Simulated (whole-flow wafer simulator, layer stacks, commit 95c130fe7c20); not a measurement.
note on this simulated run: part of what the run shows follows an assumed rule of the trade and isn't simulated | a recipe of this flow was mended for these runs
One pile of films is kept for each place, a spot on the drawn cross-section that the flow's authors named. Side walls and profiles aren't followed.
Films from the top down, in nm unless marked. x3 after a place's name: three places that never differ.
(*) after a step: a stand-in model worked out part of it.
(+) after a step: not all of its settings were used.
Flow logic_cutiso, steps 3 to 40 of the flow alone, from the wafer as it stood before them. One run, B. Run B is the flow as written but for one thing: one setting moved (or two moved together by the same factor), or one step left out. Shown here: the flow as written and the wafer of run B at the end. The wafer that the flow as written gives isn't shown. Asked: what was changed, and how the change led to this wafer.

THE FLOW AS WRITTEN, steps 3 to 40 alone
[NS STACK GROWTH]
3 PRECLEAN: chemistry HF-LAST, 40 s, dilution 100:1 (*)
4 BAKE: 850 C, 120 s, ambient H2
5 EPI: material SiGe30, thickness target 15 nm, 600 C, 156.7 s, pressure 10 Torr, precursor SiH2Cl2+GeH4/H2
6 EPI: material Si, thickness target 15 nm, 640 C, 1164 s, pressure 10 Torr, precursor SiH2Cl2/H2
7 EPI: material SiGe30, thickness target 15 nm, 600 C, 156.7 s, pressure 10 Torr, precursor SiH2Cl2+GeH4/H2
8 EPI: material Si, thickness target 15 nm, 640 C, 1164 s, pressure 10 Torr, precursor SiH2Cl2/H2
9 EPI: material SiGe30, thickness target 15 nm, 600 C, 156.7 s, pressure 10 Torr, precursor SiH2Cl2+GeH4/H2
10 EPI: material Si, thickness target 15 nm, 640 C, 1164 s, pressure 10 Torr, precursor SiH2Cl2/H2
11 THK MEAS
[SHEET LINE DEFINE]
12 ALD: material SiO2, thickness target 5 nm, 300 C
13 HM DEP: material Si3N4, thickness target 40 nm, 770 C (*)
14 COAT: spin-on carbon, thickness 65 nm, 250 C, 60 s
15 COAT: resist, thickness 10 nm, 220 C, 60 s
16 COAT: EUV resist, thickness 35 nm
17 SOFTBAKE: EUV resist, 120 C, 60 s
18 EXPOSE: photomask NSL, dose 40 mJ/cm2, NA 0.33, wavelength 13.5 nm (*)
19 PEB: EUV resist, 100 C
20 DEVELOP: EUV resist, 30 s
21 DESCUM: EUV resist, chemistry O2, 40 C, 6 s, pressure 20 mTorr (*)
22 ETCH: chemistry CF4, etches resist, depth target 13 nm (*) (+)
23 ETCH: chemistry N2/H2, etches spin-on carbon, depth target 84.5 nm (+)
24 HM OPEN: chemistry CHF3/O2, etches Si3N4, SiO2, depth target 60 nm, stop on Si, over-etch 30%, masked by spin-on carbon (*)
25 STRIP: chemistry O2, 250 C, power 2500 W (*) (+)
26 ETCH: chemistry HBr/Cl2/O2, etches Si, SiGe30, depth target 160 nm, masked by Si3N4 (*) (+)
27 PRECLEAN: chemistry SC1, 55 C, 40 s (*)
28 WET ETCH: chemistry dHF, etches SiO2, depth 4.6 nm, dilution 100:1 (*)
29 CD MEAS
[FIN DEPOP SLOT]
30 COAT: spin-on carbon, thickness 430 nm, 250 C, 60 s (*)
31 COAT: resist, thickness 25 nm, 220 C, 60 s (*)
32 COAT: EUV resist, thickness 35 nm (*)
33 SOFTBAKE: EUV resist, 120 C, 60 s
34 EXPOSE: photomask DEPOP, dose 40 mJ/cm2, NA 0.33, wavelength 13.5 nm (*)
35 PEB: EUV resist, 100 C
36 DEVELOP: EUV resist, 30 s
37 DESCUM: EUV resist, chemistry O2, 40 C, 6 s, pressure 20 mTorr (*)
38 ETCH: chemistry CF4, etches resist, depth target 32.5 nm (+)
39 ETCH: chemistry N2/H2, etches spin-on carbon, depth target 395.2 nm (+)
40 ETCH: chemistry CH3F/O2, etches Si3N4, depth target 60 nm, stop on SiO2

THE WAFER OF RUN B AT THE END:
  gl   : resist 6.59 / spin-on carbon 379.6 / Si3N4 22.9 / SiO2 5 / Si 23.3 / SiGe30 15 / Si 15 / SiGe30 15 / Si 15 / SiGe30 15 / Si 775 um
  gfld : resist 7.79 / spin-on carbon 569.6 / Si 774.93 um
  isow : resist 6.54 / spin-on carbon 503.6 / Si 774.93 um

The cause: step 10, EPI: thickness target 23.2 nm was run, where the flow has thickness target 15 nm; step 10, EPI: 1805 s was run, where the flow has 1164 s.

How the change led to this, step by step:
  10 EPI: material Si, thickness target 15 nm, 640 C, 1164 s, pressure 10 Torr, precursor SiH2Cl2/H2
      depop, dpovl, gfld and 19 more: Si +23.3 (new film) (as written it would be: Si +15 (new film))
  26 ETCH: chemistry HBr/Cl2/O2, etches Si, SiGe30, depth target 160 nm, masked by Si3N4 (*) (+)
      dpovl, gfld, gxf, iso, isow, lnri, nsgap: chemical SiO2 -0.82 (all of it), Si -20.2 (all of it), SiGe30 -15 (all of it), Si -15 (all of it), SiGe30 -15 (all of it), Si -15 (all of it), SiGe30 -15 (all of it), Si -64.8 (as written it would be: chemical SiO2 -0.82 (all of it), Si -12 (all of it), SiGe30 -15 (all of it), Si -15 (all of it), SiGe30 -15 (all of it), Si -15 (all of it), SiGe30 -15 (all of it), Si -73)
